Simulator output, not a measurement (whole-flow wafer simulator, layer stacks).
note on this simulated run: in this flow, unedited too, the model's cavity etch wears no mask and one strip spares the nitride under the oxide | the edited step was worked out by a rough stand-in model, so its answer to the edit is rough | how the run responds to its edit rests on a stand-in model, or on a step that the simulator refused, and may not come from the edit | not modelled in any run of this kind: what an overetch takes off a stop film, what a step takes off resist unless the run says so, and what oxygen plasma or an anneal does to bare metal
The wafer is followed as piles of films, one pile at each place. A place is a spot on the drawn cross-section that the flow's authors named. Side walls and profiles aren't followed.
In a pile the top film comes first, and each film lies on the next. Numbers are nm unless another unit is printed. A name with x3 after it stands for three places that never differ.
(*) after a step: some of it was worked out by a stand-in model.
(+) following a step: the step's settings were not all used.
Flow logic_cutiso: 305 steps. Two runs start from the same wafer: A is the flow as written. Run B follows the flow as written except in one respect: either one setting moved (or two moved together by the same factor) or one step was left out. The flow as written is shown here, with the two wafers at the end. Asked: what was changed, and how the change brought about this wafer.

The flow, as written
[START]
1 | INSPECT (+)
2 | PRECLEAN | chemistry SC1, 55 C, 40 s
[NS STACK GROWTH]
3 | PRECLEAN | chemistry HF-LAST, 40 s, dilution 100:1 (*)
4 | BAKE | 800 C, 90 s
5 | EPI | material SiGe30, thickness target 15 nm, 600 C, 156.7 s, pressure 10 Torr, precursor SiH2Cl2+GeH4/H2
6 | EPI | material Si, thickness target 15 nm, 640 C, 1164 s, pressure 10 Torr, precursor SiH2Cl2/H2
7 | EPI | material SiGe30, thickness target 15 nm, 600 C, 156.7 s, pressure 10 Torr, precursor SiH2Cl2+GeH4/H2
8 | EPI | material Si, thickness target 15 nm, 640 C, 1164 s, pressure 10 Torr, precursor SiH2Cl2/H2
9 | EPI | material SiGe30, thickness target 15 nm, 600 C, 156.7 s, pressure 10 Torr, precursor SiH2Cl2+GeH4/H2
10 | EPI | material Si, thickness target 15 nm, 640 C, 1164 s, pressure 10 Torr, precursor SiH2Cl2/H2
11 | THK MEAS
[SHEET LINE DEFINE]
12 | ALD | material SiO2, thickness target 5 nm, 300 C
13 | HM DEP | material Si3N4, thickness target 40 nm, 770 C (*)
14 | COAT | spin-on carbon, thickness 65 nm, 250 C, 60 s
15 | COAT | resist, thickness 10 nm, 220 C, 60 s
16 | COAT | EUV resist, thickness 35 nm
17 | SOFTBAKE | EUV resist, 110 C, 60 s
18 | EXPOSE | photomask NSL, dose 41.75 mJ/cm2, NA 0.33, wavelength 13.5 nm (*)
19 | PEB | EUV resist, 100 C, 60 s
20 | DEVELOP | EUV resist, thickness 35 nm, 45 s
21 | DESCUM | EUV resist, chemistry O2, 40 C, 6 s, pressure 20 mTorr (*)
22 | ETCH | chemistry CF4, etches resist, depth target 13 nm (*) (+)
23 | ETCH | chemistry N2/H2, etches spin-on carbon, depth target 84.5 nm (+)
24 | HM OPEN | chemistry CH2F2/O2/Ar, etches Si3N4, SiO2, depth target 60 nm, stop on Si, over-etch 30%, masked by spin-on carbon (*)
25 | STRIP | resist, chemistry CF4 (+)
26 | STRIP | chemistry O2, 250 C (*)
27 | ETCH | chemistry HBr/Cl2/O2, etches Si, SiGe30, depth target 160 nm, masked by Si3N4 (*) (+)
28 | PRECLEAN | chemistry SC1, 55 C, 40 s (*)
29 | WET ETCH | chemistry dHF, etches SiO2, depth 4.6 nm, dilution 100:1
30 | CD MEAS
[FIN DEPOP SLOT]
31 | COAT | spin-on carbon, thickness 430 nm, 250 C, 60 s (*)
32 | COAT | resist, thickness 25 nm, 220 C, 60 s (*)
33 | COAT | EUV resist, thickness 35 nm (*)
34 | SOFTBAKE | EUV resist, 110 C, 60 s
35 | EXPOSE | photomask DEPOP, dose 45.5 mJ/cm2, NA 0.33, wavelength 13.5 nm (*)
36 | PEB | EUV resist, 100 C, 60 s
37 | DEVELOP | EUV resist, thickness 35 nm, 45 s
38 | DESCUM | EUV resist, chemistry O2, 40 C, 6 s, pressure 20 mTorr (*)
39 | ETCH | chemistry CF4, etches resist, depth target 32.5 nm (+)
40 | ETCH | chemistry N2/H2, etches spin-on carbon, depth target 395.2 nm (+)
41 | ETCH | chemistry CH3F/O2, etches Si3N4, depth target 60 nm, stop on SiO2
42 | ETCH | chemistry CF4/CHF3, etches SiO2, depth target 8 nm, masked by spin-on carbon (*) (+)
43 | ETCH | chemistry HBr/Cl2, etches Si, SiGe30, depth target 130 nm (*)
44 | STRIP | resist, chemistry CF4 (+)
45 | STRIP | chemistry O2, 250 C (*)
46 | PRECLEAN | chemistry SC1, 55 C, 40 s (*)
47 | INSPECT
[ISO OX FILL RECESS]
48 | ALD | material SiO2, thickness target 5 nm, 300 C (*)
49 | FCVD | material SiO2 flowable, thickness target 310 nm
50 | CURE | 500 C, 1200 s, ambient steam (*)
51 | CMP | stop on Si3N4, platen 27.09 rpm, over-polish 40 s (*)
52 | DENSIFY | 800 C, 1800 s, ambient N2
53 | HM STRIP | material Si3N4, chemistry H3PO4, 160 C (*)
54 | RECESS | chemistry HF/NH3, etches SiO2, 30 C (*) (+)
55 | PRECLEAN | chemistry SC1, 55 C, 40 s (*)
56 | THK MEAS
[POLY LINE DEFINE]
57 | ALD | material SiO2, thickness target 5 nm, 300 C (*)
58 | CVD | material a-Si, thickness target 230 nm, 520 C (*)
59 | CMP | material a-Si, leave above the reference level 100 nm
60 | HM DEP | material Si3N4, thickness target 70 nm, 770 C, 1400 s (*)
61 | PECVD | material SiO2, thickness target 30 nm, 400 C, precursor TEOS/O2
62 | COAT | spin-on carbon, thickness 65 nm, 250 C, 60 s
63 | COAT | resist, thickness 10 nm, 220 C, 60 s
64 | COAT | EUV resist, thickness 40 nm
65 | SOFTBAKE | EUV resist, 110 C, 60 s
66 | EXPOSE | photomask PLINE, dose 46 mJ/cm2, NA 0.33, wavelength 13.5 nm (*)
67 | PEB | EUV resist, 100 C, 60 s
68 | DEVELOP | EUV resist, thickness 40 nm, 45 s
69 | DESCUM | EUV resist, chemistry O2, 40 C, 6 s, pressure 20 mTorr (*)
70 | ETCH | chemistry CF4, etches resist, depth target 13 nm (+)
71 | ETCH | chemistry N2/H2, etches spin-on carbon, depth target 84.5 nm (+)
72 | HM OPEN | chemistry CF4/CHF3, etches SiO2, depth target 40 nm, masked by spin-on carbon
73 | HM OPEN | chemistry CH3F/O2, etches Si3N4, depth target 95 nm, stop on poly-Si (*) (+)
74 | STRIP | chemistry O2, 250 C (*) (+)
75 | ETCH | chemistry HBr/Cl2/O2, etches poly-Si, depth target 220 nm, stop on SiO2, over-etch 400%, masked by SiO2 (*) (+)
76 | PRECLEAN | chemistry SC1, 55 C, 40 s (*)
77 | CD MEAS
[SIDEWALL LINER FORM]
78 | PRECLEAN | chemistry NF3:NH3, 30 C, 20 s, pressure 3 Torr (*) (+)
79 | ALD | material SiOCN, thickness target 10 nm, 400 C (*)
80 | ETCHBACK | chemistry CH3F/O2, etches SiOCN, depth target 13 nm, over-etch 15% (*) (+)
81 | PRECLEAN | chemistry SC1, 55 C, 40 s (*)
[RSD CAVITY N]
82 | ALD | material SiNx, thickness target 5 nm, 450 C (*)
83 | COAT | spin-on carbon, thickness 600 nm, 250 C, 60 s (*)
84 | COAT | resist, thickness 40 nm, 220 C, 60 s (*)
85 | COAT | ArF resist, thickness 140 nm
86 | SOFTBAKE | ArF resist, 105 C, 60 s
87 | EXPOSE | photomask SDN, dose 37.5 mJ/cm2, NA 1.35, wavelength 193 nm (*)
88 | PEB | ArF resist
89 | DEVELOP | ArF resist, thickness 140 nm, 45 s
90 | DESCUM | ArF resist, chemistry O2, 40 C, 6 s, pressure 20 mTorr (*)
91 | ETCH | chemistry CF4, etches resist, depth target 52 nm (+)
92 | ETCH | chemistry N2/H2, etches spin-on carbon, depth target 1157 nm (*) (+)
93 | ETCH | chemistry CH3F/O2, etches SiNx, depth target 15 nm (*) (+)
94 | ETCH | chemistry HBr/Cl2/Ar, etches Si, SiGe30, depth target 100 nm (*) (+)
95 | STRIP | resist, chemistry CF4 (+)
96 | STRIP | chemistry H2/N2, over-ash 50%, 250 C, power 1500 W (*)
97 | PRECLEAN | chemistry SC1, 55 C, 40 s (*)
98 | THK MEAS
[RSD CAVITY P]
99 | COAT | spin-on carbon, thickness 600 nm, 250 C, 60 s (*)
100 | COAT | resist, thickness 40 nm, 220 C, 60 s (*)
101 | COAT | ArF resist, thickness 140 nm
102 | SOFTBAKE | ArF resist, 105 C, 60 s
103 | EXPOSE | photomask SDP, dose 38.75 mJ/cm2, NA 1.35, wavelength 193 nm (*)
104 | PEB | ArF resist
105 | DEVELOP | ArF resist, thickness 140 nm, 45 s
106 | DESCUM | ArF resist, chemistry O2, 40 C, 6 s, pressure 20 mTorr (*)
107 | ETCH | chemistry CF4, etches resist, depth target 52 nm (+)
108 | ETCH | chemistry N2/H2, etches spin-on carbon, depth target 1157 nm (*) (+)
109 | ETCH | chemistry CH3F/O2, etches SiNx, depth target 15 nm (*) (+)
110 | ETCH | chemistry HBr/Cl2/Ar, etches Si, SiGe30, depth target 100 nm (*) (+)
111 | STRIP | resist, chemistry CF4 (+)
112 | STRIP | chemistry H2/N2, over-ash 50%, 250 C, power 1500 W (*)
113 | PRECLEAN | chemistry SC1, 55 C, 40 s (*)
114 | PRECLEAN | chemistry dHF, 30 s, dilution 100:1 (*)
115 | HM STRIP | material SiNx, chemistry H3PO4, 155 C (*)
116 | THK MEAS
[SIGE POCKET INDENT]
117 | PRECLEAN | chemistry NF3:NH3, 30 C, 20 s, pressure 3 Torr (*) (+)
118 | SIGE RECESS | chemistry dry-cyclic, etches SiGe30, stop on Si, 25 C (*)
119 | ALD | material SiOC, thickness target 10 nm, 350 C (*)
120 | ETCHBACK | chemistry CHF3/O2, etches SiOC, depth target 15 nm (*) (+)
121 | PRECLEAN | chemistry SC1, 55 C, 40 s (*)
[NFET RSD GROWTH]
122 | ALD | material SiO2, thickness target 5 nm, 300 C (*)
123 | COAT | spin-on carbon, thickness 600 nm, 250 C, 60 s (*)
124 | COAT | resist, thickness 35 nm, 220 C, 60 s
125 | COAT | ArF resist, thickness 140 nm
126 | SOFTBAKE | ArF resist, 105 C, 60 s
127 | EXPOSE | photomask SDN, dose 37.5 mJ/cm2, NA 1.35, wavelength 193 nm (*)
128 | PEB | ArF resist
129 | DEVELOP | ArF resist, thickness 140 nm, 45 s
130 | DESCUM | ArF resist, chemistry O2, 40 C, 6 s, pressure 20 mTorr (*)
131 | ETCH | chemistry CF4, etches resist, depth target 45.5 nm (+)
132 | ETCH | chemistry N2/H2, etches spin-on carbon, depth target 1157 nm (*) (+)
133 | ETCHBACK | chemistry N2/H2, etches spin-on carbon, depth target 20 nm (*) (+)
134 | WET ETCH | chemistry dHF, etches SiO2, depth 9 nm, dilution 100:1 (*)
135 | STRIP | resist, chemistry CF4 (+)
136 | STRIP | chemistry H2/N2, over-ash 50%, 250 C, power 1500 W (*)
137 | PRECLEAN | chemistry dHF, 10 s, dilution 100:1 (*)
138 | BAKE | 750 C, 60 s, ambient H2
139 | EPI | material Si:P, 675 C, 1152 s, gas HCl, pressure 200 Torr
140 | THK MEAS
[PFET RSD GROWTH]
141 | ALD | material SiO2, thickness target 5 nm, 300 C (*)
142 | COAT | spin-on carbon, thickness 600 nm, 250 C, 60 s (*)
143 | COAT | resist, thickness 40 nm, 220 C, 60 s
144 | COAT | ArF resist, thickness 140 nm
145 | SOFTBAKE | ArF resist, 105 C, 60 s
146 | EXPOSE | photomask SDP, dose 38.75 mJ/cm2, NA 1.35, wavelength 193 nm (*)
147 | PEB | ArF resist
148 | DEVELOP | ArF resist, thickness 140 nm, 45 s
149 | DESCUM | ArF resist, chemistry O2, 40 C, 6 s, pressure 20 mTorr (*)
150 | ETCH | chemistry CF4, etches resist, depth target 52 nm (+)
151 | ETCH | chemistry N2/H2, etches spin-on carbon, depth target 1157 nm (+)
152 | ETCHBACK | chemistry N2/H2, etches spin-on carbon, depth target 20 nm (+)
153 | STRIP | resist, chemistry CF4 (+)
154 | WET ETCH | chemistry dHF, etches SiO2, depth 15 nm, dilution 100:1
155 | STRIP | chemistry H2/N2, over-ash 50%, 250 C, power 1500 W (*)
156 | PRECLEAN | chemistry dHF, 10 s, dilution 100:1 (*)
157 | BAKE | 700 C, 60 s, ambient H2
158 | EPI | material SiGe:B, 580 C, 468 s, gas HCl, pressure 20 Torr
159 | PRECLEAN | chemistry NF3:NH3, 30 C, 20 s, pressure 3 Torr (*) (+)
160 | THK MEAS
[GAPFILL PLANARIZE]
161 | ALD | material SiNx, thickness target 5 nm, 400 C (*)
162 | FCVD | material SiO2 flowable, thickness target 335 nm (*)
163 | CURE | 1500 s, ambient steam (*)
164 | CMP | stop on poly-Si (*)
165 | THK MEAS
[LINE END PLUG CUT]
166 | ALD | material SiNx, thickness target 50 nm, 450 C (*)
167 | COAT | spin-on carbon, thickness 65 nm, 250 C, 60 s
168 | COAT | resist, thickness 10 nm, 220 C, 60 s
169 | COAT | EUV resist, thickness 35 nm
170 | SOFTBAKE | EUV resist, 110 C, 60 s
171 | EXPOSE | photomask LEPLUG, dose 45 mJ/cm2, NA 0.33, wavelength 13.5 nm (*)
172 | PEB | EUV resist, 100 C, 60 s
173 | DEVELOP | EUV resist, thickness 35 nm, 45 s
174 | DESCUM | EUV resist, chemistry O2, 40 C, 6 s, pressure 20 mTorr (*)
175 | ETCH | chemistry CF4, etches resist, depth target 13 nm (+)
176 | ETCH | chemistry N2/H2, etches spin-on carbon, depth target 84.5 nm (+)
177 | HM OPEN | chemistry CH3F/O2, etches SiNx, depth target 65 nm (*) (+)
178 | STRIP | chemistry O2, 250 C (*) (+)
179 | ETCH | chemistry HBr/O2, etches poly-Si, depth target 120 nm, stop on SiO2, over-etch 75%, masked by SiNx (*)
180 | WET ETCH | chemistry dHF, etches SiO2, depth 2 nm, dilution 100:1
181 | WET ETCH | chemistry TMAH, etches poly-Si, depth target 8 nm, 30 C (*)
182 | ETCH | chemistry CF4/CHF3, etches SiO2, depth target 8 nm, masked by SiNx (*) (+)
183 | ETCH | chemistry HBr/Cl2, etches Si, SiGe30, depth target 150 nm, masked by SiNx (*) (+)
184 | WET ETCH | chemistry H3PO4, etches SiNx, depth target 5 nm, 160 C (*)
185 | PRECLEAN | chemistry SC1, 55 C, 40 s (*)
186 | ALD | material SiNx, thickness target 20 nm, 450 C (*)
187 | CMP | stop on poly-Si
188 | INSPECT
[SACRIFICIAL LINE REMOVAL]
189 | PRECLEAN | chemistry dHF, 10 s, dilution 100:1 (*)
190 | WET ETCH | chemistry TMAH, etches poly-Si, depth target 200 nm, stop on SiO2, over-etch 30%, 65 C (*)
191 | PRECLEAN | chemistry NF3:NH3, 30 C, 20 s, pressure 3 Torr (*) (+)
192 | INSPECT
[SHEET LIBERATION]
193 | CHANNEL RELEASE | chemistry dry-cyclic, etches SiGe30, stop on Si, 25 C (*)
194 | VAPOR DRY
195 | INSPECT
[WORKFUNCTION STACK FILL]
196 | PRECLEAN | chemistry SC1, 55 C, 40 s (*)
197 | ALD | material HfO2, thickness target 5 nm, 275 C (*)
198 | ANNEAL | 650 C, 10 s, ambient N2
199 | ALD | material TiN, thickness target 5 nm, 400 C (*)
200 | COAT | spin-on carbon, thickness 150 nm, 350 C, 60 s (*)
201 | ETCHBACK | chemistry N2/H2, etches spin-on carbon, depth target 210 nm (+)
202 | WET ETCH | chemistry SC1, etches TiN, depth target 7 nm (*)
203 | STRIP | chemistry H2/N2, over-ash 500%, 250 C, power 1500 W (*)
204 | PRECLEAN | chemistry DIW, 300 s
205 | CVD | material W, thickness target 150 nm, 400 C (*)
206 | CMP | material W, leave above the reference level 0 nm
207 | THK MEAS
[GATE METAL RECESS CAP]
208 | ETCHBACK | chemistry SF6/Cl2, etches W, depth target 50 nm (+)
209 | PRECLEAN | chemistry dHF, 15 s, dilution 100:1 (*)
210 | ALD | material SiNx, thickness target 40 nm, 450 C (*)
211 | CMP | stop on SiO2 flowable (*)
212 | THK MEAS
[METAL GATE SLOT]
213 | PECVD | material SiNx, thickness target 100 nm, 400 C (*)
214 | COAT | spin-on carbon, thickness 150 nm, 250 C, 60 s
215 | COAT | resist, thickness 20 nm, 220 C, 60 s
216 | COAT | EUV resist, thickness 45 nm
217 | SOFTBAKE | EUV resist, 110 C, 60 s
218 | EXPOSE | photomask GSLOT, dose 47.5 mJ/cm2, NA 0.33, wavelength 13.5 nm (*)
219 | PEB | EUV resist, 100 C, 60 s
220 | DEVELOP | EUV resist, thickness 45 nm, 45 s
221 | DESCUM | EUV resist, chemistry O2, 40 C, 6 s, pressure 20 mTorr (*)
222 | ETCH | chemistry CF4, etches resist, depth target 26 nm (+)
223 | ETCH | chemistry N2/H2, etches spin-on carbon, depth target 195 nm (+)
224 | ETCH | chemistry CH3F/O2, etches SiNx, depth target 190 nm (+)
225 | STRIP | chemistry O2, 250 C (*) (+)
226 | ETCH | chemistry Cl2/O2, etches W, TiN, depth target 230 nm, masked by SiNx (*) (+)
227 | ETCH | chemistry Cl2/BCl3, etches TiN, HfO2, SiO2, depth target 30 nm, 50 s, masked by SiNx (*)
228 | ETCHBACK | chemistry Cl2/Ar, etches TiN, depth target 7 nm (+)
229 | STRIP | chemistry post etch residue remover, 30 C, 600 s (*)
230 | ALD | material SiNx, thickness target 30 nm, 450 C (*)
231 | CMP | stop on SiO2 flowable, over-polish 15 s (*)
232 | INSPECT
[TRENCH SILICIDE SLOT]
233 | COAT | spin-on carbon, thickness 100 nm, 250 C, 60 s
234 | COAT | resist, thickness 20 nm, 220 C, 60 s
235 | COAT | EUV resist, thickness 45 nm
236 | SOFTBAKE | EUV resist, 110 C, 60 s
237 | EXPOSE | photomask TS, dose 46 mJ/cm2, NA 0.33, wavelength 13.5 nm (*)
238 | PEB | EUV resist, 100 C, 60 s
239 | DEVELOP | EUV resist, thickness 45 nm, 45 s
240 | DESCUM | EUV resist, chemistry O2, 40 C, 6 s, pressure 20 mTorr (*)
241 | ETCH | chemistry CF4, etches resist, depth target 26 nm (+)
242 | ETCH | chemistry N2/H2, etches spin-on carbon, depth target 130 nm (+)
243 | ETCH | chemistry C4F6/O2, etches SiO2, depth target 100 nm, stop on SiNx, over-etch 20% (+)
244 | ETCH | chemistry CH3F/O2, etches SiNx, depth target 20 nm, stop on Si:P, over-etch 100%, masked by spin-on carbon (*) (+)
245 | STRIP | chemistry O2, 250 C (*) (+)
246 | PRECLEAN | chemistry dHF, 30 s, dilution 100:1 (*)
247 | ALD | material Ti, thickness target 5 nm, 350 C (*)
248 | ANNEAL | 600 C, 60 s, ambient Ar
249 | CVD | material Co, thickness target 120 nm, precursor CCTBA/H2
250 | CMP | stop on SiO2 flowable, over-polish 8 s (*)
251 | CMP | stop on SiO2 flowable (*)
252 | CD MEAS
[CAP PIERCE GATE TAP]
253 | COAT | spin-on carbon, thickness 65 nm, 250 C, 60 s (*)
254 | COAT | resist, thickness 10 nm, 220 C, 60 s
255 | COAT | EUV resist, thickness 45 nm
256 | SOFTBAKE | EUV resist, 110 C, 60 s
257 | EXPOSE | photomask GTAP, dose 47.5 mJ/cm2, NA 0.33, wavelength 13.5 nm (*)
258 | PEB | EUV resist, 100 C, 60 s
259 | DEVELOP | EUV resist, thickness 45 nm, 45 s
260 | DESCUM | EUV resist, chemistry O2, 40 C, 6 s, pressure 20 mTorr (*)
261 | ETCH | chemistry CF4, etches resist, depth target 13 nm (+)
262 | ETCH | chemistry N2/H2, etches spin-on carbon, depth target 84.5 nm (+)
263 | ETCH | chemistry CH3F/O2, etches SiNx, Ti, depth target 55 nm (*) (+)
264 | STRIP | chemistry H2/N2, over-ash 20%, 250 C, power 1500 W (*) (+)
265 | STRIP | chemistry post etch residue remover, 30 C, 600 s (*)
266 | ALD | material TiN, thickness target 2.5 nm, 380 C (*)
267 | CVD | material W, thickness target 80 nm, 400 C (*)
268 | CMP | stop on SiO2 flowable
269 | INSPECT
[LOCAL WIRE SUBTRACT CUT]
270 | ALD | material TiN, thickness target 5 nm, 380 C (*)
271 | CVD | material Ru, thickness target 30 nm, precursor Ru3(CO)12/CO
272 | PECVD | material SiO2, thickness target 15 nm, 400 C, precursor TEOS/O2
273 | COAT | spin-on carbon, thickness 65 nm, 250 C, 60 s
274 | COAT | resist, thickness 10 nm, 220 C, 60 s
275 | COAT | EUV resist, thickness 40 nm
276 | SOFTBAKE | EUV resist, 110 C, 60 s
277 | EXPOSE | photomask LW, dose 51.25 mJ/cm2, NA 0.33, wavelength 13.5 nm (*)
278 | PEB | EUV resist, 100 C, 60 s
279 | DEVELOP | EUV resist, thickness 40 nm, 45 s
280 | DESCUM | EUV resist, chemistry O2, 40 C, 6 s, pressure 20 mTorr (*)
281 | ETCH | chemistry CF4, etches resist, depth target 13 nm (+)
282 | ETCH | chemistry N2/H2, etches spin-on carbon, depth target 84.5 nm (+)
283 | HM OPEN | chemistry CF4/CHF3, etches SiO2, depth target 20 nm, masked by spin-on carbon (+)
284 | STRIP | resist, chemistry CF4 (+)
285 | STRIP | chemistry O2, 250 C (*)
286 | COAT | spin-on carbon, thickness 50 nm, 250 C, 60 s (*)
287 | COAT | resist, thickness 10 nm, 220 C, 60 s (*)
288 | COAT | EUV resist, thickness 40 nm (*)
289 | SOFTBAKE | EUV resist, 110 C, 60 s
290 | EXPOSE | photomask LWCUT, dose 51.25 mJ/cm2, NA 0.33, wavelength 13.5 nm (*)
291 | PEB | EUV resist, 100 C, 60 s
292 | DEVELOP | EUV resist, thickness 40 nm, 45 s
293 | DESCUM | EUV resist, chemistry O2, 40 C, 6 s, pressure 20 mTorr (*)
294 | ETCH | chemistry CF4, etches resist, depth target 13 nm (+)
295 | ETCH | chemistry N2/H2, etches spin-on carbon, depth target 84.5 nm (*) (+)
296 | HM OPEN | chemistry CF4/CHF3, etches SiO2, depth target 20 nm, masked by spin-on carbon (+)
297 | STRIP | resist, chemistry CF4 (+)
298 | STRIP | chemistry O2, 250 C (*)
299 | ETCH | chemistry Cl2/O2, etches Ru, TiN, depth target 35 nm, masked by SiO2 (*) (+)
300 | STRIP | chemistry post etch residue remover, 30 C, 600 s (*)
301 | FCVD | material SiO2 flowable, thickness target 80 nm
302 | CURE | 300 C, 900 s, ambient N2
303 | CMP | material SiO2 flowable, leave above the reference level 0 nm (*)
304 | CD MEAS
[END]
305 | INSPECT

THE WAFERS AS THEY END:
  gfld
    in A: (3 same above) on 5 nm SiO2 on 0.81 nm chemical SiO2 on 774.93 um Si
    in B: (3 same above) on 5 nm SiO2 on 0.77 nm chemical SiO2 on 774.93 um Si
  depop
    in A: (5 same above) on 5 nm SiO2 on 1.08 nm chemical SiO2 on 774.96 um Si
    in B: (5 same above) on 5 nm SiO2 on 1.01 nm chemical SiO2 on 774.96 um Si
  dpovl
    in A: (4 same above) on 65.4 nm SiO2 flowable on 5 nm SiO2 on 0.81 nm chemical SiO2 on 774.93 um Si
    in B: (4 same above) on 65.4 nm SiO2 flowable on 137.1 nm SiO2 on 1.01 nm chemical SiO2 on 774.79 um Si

What caused this: step 31, COAT: thickness 258 nm was run, while the flow as written has thickness 430 nm.

The path from the change to this, step by step:
  31 | COAT | spin-on carbon, thickness 430 nm, 250 C, 60 s (*)
      dpovl, nsgap: A +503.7 spin-on carbon (new film) | B +331.8 spin-on carbon (new film)
      gxn, gxp: A +378.5 spin-on carbon (new film) | B +205.1 spin-on carbon (new film)
      (as well as at 18 more places)
  32 | COAT | resist, thickness 25 nm, 220 C, 60 s (*)
      rsdn, rsdw: A +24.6 resist (new film) | B +22.6 resist (new film)
      gfld: A +26.3 resist (new film) | B +28.1 resist (new film)
      (as well as at 9 more places)
  40 | ETCH | chemistry N2/H2, etches spin-on carbon, depth target 395.2 nm (+)
      dpovl: A -395.2 spin-on carbon | B -328 spin-on carbon (all of it)
      gl, glp, gxf and 9 more: A -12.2 EUV resist (all of it), -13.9 resist | B -12.2 EUV resist (all of it), -11.5 resist
      (as well as at 9 more places)
  41 | ETCH | chemistry CH3F/O2, etches Si3N4, depth target 60 nm, stop on SiO2
      dpovl: A -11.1 spin-on carbon | B -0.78 Si
      depop: A -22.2 Si3N4 (all of it), -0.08 SiO2 | B -21.1 Si3N4 (all of it), -0.08 SiO2
  42 | ETCH | chemistry CF4/CHF3, etches SiO2, depth target 8 nm, masked by spin-on carbon (*) (+)
      dpovl: A -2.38 spin-on carbon | B -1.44 Si
      gl: A -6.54 resist (all of it), -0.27 spin-on carbon | B -7.38 resist
      (as well as at 14 more places)
  43 | ETCH | chemistry HBr/Cl2, etches Si, SiGe30, depth target 130 nm (*)
      gl, glp: A -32 spin-on carbon | B -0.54 resist (all of it), -31.2 spin-on carbon
      gxn, gxp: A -32 spin-on carbon | B -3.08 resist (all of it), -27.7 spin-on carbon
      (as well as at 12 more places)
  45 | STRIP | chemistry O2, 250 C (*)
      dpovl: A +0.82 chemical SiO2 (new film), -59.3 spin-on carbon (all of it), -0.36 Si | B +1.06 chemical SiO2 (new film), -0.47 Si
      gfld, lnri: A +0.82 chemical SiO2 (new film), -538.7 spin-on carbon (all of it), -0.36 Si | B +0.77 chemical SiO2 (new film), -370.1 spin-on carbon (all of it), -0.34 Si
      (as well as at 18 more places)
  48 | ALD | material SiO2, thickness target 5 nm, 300 C (*)
      dpovl: A +5 SiO2 (new film) | B +137.1 SiO2 (new film)
  52 | DENSIFY | 800 C, 1800 s, ambient N2
      nsgap: A -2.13 SiO2 flowable | B -2.84 SiO2 flowable
